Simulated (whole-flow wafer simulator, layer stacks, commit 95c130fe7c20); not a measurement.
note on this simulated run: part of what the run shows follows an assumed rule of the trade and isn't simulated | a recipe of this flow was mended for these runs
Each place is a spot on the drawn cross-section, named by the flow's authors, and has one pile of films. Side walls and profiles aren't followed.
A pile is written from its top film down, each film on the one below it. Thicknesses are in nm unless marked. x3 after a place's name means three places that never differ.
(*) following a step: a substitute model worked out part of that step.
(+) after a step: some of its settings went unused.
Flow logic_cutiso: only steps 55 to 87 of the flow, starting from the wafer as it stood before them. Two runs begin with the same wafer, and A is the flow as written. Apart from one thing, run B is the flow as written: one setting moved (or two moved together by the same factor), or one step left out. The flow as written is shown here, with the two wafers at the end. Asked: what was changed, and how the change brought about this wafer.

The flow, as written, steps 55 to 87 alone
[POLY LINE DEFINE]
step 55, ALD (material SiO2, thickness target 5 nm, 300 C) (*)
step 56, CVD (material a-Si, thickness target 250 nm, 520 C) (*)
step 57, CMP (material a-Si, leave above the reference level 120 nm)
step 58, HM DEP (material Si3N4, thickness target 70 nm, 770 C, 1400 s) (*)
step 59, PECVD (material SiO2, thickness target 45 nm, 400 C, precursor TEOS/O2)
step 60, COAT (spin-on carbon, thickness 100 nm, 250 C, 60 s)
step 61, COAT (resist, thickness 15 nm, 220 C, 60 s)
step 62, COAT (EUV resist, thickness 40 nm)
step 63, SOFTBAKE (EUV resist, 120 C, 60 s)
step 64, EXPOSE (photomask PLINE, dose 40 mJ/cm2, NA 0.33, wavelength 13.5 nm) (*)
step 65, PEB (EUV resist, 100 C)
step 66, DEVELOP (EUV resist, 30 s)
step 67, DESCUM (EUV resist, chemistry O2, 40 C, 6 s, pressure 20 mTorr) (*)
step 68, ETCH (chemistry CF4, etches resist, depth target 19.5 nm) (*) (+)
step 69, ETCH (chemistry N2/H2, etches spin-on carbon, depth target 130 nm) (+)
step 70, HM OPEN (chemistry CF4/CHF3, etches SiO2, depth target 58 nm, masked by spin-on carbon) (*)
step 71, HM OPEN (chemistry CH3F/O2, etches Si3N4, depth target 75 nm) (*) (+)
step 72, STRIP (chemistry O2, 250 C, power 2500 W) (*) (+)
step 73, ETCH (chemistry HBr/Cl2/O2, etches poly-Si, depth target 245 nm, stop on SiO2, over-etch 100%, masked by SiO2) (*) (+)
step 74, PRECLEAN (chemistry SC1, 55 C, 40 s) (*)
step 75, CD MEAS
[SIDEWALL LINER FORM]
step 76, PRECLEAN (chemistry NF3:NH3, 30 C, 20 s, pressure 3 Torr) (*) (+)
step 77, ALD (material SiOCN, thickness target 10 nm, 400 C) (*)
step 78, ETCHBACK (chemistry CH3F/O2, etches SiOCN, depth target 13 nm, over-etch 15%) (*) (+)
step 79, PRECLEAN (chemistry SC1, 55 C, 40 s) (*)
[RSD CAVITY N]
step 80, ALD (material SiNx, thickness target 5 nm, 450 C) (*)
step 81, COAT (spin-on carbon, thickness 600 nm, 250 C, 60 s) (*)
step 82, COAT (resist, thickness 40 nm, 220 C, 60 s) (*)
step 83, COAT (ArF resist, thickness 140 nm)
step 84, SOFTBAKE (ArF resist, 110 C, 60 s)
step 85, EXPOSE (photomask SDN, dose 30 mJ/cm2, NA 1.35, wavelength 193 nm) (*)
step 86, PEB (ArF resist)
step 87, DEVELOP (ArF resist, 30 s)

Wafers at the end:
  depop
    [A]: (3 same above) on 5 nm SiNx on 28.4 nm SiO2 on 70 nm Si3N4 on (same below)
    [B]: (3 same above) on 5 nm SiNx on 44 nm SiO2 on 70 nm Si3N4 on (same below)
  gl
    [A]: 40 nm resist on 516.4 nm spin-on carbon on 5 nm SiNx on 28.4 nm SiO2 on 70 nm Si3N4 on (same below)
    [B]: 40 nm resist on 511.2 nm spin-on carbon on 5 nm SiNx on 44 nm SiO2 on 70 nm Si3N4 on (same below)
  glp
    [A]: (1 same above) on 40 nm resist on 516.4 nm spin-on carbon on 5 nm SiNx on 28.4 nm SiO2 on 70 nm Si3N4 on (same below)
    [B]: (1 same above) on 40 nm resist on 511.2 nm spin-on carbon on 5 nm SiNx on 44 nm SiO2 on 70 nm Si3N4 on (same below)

The reason: step 59, PECVD: thickness target 60.6 nm was run, whereas the flow has thickness target 45 nm.

Step by step, how the change led to this:
  step 59, PECVD (material SiO2, thickness target 45 nm, 400 C, precursor TEOS/O2)
      depop, dpovl x3, gfld and 17 more: A SiO2 gains 45 (new film) | B SiO2 gains 60.6 (new film)
  step 70, HM OPEN (chemistry CF4/CHF3, etches SiO2, depth target 58 nm, masked by spin-on carbon) (*)
      iso, lnr, lnri and 6 more: A SiO2 loses 43.2 (all of it), Si3N4 loses 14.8 | B SiO2 loses 58
  step 71, HM OPEN (chemistry CH3F/O2, etches Si3N4, depth target 75 nm) (*) (+)
      iso, lnr, lnri and 6 more: A Si3N4 loses 55.2 (all of it), poly-Si loses 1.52 | B SiO2 loses 0.81 (all of it), Si3N4 loses 65.3
  step 72, STRIP (chemistry O2, 250 C, power 2500 W) (*) (+)
      iso, lnr, lnri and 6 more: A chemical SiO2 gains 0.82 (new film), poly-Si loses 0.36 | B nothing
  step 73, ETCH (chemistry HBr/Cl2/O2, etches poly-Si, depth target 245 nm, stop on SiO2, over-etch 100%, masked by SiO2) (*) (+)
      lnr, lnrp, lnrt, rsdn, rsdp, rsdw, rsdx: A chemical SiO2 loses 0.82 (all of it), poly-Si loses 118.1 (all of it), SiO2 loses 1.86 | B Si3N4 loses 4.7 (all of it), poly-Si loses 120 (all of it), SiO2 loses 1.59
      iso, lnri: A chemical SiO2 loses 0.82 (all of it), poly-Si loses 212.6 (all of it), SiO2 loses 1.39 | B Si3N4 loses 4.7 (all of it), poly-Si loses 214.5 (all of it), SiO2 loses 1.12
